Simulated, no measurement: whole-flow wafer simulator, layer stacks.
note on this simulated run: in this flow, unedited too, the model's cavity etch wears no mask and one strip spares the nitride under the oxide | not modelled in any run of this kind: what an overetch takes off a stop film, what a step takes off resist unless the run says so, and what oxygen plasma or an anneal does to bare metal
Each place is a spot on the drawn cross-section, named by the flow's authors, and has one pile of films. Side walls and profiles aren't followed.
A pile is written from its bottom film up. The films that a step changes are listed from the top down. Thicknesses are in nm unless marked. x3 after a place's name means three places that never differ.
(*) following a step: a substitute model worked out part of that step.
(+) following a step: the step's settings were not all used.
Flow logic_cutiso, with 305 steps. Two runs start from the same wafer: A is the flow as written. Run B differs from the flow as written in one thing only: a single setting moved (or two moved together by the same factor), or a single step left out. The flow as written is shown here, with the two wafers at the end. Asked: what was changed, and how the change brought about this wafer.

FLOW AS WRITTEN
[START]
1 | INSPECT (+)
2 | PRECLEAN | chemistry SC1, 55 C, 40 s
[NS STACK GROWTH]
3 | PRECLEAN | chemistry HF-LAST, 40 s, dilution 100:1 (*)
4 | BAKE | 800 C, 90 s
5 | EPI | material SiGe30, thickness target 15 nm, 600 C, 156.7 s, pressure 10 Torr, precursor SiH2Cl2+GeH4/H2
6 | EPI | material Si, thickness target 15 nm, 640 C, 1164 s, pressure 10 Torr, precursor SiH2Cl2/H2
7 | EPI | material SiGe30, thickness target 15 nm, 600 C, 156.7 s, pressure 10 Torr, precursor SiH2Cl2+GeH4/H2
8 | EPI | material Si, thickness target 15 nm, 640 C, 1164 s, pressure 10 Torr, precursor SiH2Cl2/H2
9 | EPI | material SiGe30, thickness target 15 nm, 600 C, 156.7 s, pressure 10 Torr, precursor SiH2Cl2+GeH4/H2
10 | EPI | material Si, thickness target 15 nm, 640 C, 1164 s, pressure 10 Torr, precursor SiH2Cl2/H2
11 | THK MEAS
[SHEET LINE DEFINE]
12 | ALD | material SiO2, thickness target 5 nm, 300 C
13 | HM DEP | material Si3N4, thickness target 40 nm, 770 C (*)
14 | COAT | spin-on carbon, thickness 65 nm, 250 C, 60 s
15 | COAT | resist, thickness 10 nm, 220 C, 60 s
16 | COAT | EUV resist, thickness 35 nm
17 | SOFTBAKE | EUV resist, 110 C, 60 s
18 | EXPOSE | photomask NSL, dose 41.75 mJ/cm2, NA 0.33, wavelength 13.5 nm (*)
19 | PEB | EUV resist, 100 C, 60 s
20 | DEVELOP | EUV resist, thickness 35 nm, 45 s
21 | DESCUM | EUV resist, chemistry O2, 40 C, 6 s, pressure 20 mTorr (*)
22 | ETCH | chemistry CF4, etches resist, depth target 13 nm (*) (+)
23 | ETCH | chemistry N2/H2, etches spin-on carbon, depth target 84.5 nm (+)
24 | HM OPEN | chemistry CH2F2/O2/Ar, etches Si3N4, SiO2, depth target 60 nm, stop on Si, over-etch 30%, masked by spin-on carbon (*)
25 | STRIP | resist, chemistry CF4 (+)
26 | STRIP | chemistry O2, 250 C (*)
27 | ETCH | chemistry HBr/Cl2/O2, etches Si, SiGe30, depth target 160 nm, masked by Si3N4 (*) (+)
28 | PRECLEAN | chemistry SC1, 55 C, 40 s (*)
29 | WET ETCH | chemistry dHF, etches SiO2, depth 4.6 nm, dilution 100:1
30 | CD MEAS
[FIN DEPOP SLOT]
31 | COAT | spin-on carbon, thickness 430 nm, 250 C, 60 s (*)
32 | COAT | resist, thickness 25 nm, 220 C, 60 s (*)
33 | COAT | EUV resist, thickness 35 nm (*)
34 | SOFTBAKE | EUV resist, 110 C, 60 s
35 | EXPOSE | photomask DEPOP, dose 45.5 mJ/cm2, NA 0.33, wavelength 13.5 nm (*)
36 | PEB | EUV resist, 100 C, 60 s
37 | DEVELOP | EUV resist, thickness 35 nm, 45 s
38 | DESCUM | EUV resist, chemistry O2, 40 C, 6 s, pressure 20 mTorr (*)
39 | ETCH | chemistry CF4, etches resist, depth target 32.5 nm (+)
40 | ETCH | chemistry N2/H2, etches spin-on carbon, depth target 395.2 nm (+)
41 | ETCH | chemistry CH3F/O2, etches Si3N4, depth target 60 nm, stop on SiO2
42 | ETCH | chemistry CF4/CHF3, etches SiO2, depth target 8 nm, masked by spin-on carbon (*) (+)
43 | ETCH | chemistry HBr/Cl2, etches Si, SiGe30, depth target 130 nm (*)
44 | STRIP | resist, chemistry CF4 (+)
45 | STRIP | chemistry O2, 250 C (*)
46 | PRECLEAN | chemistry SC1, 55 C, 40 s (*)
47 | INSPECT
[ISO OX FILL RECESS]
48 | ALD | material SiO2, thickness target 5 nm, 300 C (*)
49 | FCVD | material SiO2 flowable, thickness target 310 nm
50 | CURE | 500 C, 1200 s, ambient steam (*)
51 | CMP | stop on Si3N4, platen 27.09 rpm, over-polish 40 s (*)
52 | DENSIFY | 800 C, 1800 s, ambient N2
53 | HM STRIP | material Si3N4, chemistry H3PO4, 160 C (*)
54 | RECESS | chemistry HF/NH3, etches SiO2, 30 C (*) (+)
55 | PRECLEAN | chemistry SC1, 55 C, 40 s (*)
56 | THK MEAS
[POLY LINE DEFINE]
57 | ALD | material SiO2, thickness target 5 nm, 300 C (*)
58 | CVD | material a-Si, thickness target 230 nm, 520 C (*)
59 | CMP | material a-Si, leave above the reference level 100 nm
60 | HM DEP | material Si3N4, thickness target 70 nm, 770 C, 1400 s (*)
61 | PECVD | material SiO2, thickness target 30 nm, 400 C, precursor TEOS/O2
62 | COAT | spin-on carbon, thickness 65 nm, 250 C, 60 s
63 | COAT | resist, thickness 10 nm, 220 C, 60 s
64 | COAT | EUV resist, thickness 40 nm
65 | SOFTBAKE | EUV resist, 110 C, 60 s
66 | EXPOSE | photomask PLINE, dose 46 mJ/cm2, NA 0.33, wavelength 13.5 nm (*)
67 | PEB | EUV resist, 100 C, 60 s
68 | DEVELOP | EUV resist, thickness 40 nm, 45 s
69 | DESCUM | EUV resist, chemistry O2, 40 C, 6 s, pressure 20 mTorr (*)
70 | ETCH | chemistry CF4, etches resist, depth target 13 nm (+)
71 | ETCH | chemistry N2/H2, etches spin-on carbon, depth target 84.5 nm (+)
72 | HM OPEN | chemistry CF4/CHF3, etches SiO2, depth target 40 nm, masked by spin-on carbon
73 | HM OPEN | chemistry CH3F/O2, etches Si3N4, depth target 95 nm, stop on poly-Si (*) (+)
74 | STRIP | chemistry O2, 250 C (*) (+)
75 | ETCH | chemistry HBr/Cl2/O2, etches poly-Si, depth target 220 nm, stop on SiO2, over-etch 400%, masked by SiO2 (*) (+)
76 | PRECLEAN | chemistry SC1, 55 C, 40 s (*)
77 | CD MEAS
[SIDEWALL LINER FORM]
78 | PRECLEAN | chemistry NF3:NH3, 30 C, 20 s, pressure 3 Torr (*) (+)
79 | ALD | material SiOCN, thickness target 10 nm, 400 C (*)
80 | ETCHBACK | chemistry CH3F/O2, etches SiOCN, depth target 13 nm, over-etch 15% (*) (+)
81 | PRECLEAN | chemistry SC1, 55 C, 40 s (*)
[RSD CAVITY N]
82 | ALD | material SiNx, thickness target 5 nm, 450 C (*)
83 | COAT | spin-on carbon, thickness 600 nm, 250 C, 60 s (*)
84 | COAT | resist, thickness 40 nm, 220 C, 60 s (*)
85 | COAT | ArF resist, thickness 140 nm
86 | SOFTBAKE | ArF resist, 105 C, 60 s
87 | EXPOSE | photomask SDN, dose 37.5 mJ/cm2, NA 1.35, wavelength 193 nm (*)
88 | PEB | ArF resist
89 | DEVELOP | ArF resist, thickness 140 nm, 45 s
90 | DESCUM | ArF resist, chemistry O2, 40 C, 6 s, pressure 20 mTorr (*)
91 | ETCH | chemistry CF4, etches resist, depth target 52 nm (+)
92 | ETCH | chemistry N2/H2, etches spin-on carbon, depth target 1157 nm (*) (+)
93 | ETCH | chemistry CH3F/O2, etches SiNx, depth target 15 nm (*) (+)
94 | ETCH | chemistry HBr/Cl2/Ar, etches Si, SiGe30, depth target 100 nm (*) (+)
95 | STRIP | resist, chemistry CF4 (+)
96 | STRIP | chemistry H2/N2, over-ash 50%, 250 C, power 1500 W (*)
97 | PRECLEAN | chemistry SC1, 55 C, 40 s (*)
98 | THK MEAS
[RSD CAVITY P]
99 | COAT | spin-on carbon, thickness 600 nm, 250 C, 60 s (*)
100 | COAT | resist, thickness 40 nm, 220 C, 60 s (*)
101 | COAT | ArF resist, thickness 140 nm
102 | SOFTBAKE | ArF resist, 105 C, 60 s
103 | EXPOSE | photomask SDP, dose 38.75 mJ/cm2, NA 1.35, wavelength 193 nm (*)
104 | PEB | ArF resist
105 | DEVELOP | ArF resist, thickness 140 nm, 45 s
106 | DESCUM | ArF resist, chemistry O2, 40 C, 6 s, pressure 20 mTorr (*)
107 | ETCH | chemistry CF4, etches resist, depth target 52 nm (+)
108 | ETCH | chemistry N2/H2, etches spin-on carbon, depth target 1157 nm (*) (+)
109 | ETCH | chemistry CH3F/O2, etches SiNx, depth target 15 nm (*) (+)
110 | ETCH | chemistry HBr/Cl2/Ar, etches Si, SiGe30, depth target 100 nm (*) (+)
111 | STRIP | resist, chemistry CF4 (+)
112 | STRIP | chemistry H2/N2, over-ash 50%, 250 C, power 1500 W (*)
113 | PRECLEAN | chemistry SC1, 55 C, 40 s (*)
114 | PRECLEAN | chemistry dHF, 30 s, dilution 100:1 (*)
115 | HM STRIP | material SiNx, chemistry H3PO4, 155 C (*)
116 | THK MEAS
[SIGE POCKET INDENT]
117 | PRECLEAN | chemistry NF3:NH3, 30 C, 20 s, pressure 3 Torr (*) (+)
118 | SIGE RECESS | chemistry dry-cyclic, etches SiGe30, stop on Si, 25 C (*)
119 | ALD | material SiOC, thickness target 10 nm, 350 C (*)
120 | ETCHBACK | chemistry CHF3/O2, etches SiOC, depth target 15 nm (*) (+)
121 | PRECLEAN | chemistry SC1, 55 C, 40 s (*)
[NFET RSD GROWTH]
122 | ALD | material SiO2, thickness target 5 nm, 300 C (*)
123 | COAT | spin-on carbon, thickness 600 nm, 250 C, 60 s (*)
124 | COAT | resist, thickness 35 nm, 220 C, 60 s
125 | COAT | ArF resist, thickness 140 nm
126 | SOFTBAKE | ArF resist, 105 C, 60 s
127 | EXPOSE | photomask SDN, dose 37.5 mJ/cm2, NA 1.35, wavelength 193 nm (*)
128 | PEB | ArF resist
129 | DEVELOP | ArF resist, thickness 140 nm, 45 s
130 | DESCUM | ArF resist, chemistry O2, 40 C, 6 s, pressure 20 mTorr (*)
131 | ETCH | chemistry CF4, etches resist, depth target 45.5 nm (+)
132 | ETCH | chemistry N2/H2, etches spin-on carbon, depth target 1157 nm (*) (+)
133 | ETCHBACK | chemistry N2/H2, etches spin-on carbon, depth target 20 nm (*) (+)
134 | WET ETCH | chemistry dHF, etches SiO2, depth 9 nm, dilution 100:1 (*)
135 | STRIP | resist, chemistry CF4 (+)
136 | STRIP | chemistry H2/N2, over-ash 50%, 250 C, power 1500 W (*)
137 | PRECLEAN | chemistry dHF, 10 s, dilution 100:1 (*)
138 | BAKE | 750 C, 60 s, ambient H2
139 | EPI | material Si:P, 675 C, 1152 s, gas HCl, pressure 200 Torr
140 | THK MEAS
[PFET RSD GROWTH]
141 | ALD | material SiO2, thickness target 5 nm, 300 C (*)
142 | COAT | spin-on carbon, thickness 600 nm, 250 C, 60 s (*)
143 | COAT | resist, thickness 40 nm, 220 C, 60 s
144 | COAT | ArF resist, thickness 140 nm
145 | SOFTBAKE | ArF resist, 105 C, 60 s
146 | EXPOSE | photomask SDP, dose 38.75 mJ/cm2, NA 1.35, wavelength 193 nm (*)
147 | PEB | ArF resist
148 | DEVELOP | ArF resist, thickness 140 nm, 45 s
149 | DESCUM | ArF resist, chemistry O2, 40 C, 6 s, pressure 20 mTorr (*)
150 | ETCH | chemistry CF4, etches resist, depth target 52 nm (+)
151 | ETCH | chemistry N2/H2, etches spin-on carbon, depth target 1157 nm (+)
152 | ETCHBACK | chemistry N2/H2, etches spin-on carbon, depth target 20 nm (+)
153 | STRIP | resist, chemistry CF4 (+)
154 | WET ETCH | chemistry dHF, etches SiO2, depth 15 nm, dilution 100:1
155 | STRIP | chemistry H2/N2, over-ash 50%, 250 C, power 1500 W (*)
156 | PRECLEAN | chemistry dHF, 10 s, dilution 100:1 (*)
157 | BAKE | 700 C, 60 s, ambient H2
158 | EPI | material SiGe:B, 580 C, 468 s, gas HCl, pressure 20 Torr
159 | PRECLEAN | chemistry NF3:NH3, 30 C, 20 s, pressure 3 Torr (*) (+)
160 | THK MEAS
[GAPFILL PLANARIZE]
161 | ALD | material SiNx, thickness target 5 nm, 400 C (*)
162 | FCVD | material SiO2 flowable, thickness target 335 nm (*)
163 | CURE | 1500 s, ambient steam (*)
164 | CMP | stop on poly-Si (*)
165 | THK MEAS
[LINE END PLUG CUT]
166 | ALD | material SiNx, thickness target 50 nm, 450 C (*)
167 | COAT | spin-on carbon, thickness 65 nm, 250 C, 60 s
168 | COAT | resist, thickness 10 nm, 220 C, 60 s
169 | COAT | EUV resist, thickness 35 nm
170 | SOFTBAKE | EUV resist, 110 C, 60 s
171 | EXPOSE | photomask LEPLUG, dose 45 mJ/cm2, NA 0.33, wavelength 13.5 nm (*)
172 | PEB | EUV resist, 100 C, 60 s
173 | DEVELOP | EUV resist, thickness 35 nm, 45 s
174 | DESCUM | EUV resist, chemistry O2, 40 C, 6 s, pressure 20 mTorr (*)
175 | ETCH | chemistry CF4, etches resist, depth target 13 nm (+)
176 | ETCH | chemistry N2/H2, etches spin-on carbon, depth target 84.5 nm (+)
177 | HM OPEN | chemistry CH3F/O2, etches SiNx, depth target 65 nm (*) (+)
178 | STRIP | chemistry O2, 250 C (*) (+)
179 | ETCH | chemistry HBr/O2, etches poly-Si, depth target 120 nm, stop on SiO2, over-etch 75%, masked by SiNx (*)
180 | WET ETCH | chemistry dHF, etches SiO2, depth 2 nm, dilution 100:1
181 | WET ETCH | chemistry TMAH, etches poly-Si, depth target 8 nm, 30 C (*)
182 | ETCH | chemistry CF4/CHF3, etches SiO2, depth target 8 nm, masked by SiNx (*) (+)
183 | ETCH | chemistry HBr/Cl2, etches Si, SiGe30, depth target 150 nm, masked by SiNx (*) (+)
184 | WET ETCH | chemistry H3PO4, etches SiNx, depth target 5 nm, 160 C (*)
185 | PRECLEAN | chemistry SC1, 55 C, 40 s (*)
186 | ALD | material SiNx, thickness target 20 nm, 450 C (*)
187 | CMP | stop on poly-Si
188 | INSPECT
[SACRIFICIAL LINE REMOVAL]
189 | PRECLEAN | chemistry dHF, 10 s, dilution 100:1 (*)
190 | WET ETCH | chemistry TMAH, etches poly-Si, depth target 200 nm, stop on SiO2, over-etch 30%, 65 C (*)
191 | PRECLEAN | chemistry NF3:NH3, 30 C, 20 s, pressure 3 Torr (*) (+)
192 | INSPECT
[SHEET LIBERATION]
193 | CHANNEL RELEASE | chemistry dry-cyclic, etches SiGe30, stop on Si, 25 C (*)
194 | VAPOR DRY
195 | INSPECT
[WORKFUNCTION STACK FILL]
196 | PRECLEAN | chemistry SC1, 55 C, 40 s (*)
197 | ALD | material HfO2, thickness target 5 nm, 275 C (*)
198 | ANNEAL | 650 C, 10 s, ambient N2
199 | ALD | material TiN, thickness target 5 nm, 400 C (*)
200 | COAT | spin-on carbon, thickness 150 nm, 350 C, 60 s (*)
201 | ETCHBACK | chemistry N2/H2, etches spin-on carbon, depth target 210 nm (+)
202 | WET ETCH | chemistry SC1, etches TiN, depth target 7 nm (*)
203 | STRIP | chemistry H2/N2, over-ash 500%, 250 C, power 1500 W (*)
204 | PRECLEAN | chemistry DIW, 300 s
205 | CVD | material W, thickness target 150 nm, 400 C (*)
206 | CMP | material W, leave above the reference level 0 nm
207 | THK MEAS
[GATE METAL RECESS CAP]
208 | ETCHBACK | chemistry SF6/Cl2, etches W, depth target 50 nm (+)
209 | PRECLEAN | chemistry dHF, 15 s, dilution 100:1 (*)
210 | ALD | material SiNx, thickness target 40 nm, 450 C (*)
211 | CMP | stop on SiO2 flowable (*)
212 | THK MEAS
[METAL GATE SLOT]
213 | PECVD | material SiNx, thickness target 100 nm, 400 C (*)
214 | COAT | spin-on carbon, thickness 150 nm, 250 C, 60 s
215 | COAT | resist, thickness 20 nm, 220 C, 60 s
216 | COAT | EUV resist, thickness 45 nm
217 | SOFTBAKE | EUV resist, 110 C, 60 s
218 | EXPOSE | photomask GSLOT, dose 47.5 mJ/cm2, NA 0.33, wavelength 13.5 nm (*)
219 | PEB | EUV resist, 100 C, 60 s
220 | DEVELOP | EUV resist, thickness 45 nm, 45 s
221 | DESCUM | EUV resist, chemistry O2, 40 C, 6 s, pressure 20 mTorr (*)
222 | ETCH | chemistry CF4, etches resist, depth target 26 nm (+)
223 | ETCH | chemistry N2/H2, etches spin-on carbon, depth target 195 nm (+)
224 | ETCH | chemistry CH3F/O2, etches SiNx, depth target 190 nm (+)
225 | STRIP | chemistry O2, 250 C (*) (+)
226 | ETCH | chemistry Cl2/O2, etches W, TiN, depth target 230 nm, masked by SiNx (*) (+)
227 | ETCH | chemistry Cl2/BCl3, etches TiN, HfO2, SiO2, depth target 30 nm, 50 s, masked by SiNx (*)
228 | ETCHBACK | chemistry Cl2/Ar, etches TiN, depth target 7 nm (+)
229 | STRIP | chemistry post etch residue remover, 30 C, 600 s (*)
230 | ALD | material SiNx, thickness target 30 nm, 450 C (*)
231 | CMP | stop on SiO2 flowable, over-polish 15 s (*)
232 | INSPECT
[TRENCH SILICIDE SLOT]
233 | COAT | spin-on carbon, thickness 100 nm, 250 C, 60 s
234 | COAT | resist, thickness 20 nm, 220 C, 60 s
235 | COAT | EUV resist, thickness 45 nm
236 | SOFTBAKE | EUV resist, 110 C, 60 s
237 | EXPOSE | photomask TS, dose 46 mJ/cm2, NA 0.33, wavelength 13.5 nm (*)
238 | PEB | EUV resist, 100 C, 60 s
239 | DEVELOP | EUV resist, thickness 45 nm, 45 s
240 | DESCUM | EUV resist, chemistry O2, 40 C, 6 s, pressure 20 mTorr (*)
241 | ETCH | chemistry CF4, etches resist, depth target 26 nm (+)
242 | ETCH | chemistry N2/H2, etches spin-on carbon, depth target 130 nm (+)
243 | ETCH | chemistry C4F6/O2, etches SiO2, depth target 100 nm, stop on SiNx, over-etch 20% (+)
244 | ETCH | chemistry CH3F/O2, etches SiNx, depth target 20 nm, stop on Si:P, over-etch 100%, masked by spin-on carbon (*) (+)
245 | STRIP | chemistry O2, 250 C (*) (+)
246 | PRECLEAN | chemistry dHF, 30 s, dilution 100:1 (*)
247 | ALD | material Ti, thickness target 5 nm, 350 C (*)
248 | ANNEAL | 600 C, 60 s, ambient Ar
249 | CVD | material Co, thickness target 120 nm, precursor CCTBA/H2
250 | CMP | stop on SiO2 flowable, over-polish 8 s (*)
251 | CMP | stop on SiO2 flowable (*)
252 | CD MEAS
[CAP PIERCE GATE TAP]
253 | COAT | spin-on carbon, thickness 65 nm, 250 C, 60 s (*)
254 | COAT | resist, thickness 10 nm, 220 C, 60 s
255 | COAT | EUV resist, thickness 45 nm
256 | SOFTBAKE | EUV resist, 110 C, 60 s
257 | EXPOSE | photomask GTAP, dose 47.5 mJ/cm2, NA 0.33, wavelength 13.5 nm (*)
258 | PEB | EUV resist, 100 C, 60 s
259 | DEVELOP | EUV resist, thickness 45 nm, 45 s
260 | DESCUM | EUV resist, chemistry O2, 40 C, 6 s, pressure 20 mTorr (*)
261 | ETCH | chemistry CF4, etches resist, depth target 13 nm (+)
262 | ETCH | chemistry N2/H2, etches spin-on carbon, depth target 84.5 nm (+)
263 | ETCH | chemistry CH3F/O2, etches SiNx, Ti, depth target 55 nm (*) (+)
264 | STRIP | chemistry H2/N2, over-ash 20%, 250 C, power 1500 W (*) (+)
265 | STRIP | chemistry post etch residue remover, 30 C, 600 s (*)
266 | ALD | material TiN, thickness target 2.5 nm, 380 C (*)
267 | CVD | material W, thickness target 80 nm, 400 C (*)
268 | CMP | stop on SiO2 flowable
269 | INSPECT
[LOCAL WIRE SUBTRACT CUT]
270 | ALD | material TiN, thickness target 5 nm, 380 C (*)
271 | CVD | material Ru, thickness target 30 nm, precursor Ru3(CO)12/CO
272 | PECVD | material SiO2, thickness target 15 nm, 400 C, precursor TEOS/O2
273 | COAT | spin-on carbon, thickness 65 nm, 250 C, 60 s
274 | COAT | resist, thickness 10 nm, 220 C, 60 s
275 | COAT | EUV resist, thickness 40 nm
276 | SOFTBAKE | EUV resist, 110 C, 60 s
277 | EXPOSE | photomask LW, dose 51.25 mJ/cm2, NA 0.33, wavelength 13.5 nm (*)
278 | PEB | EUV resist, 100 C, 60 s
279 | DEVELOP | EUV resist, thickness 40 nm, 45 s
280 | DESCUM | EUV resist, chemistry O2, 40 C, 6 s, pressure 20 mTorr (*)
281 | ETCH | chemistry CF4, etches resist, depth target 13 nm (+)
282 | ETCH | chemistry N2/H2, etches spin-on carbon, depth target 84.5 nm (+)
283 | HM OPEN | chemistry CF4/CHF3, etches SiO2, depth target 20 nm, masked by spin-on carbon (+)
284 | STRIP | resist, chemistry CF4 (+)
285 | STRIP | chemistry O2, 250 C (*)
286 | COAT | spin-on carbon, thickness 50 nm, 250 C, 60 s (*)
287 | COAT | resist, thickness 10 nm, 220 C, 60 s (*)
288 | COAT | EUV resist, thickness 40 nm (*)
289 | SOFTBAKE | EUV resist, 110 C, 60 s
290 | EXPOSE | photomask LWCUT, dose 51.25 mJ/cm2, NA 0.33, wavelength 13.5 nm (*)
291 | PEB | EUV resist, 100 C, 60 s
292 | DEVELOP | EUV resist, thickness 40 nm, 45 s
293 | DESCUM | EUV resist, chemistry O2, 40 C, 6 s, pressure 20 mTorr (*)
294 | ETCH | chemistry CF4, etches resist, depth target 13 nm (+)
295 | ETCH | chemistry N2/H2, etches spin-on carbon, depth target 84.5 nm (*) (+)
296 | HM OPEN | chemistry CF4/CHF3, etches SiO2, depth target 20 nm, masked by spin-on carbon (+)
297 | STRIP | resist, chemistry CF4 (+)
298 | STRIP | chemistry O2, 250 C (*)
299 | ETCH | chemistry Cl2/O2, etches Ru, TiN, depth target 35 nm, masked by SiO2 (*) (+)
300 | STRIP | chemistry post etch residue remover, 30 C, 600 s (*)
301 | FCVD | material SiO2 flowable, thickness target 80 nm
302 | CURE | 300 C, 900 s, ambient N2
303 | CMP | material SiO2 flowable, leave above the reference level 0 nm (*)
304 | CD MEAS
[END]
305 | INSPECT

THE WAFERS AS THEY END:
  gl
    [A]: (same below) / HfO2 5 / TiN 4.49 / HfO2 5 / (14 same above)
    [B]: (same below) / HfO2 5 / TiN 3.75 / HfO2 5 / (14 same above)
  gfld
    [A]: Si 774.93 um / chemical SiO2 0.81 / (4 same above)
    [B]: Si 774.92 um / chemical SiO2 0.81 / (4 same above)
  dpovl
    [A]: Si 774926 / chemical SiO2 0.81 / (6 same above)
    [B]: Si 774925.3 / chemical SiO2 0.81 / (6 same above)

What caused this: step 7, EPI: thickness target 14.2 nm was run, though the flow has thickness target 15 nm; step 7, EPI: 148.9 s was run, where the flow has 156.7 s.

Step by step, how the change led to this:
  7 | EPI | material SiGe30, thickness target 15 nm, 600 C, 156.7 s, pressure 10 Torr, precursor SiH2Cl2+GeH4/H2
      depop, dpovl, gfld and 19 more: A +15 SiGe30 (new film) | B +14.3 SiGe30 (new film)
  27 | ETCH | chemistry HBr/Cl2/O2, etches Si, SiGe30, depth target 160 nm, masked by Si3N4 (*) (+)
      gfld, gxf, iso, lnri: A -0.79 chemical SiO2 (all of it), -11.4 Si (all of it), -15 SiGe30 (all of it), -15 Si (all of it), -15 SiGe30 (all of it), -15 Si (all of it), -15 SiGe30 (all of it), -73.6 Si | B -0.79 chemical SiO2 (all of it), -11.4 Si (all of it), -15 SiGe30 (all of it), -15 Si (all of it), -14.3 SiGe30 (all of it), -15 Si (all of it), -15 SiGe30 (all of it), -74.4 Si
      dpovl, nsgap: A -0.79 chemical SiO2 (all of it), -11.8 Si (all of it), -15 SiGe30 (all of it), -15 Si (all of it), -15 SiGe30 (all of it), -15 Si (all of it), -15 SiGe30 (all of it), -73.2 Si | B -0.79 chemical SiO2 (all of it), -11.8 Si (all of it), -15 SiGe30 (all of it), -15 Si (all of it), -14.3 SiGe30 (all of it), -15 Si (all of it), -15 SiGe30 (all of it), -74 Si
      (and at 1 other place as well)
  43 | ETCH | chemistry HBr/Cl2, etches Si, SiGe30, depth target 130 nm (*)
      depop: A -14 Si (all of it), -15 SiGe30 (all of it), -15 Si (all of it), -15 SiGe30 (all of it), -15 Si (all of it), -15 SiGe30 (all of it), -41 Si | B -14 Si (all of it), -15 SiGe30 (all of it), -15 Si (all of it), -14.3 SiGe30 (all of it), -15 Si (all of it), -15 SiGe30 (all of it), -41.7 Si
  94 | ETCH | chemistry HBr/Cl2/Ar, etches Si, SiGe30, depth target 100 nm (*) (+)
      rsdn, rsdx: A -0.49 chemical SiO2 (all of it), -12.8 Si (all of it), -15 SiGe30 (all of it), -15 Si (all of it), -15 SiGe30 (all of it), -15 Si (all of it), -15 SiGe30 (all of it), -12.2 Si | B -0.49 chemical SiO2 (all of it), -12.8 Si (all of it), -15 SiGe30 (all of it), -15 Si (all of it), -14.3 SiGe30 (all of it), -15 Si (all of it), -15 SiGe30 (all of it), -12.9 Si
  110 | ETCH | chemistry HBr/Cl2/Ar, etches Si, SiGe30, depth target 100 nm (*) (+)
      rsdp, rsdw: A -0.49 chemical SiO2 (all of it), -12.8 Si (all of it), -15 SiGe30 (all of it), -15 Si (all of it), -15 SiGe30 (all of it), -15 Si (all of it), -15 SiGe30 (all of it), -12.2 Si | B -0.49 chemical SiO2 (all of it), -12.8 Si (all of it), -15 SiGe30 (all of it), -15 Si (all of it), -14.3 SiGe30 (all of it), -15 Si (all of it), -15 SiGe30 (all of it), -12.9 Si
  118 | SIGE RECESS | chemistry dry-cyclic, etches SiGe30, stop on Si, 25 C (*)
      lnr, lnrp, lnrt: A -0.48 SiOCN, -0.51 Si, +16 cavity (new film), -15 SiGe30 (all of it), -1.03 Si, +16 cavity (new film), -15 SiGe30 (all of it), -1.03 Si, +16 cavity (new film), -15 SiGe30 (all of it), -0.51 Si | B -0.48 SiOCN, -0.51 Si, +16 cavity (new film), -15 SiGe30 (all of it), -1.03 Si, +15.3 cavity (new film), -14.3 SiGe30 (all of it), -1.03 Si, +16 cavity (new film), -15 SiGe30 (all of it), -0.51 Si
  119 | ALD | material SiOC, thickness target 10 nm, 350 C (*)
      lnr, lnrp, lnrt: A +10 SiOC (new film), +16 SiOC (new film), -16 cavity (all of it), +16 SiOC (new film), -16 cavity (all of it), +16 SiOC (new film), -16 cavity (all of it) | B +10 SiOC (new film), +16 SiOC (new film), -16 cavity (all of it), +15.3 SiOC (new film), -15.3 cavity (all of it), +16 SiOC (new film), -16 cavity (all of it)
  183 | ETCH | chemistry HBr/Cl2, etches Si, SiGe30, depth target 150 nm, masked by SiNx (*) (+)
      plug: A -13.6 Si (all of it), -15 SiGe30 (all of it), -15 Si (all of it), -15 SiGe30 (all of it), -15 Si (all of it), -15 SiGe30 (all of it), -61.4 Si | B -13.6 Si (all of it), -15 SiGe30 (all of it), -15 Si (all of it), -14.3 SiGe30 (all of it), -15 Si (all of it), -15 SiGe30 (all of it), -62.2 Si
  193 | CHANNEL RELEASE | chemistry dry-cyclic, etches SiGe30, stop on Si, 25 C (*)
      gl, glp, gxn, gxp, ns, tap: A +0.8 chemical SiO2 (new film), -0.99 Si, +0.8 chemical SiO2 (new film), +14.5 cavity (new film), +0.8 chemical SiO2 (new film), -15 SiGe30 (all of it), -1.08 Si, +0.8 chemical SiO2 (new film), +14.5 cavity (new film), +0.8 chemical SiO2 (new film), -15 SiGe30 (all of it), -1.08 Si, +0.8 chemical SiO2 (new film), +14.5 cavity (new film), +0.8 chemical SiO2 (new film), -15 SiGe30 (all of it), -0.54 Si | B +0.8 chemical SiO2 (new film), -0.99 Si, +0.8 chemical SiO2 (new film), +14.5 cavity (new film), +0.8 chemical SiO2 (new film), -15 SiGe30 (all of it), -1.08 Si, +0.8 chemical SiO2 (new film), +13.7 cavity (new film), +0.8 chemical SiO2 (new film), -14.3 SiGe30 (all of it), -1.08 Si, +0.8 chemical SiO2 (new film), +14.5 cavity (new film), +0.8 chemical SiO2 (new film), -15 SiGe30 (all of it), -0.54 Si
  199 | ALD | material TiN, thickness target 5 nm, 400 C (*)
      gl, glp, tap: A +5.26 TiN (new film), +4.49 TiN (new film), -4.49 cavity (all of it), +4.49 TiN (new film), -4.49 cavity (all of it), +4.49 TiN (new film), -4.49 cavity (all of it) | B +5.26 TiN (new film), +4.49 TiN (new film), -4.49 cavity (all of it), +3.75 TiN (new film), -3.75 cavity (all of it), +4.49 TiN (new film), -4.49 cavity (all of it)
      gxn, gxp, ns: A +5 TiN (new film), +4.49 TiN (new film), -4.49 cavity (all of it), +4.49 TiN (new film), -4.49 cavity (all of it), +4.49 TiN (new film), -4.49 cavity (all of it) | B +5 TiN (new film), +4.49 TiN (new film), -4.49 cavity (all of it), +3.75 TiN (new film), -3.75 cavity (all of it), +4.49 TiN (new film), -4.49 cavity (all of it)
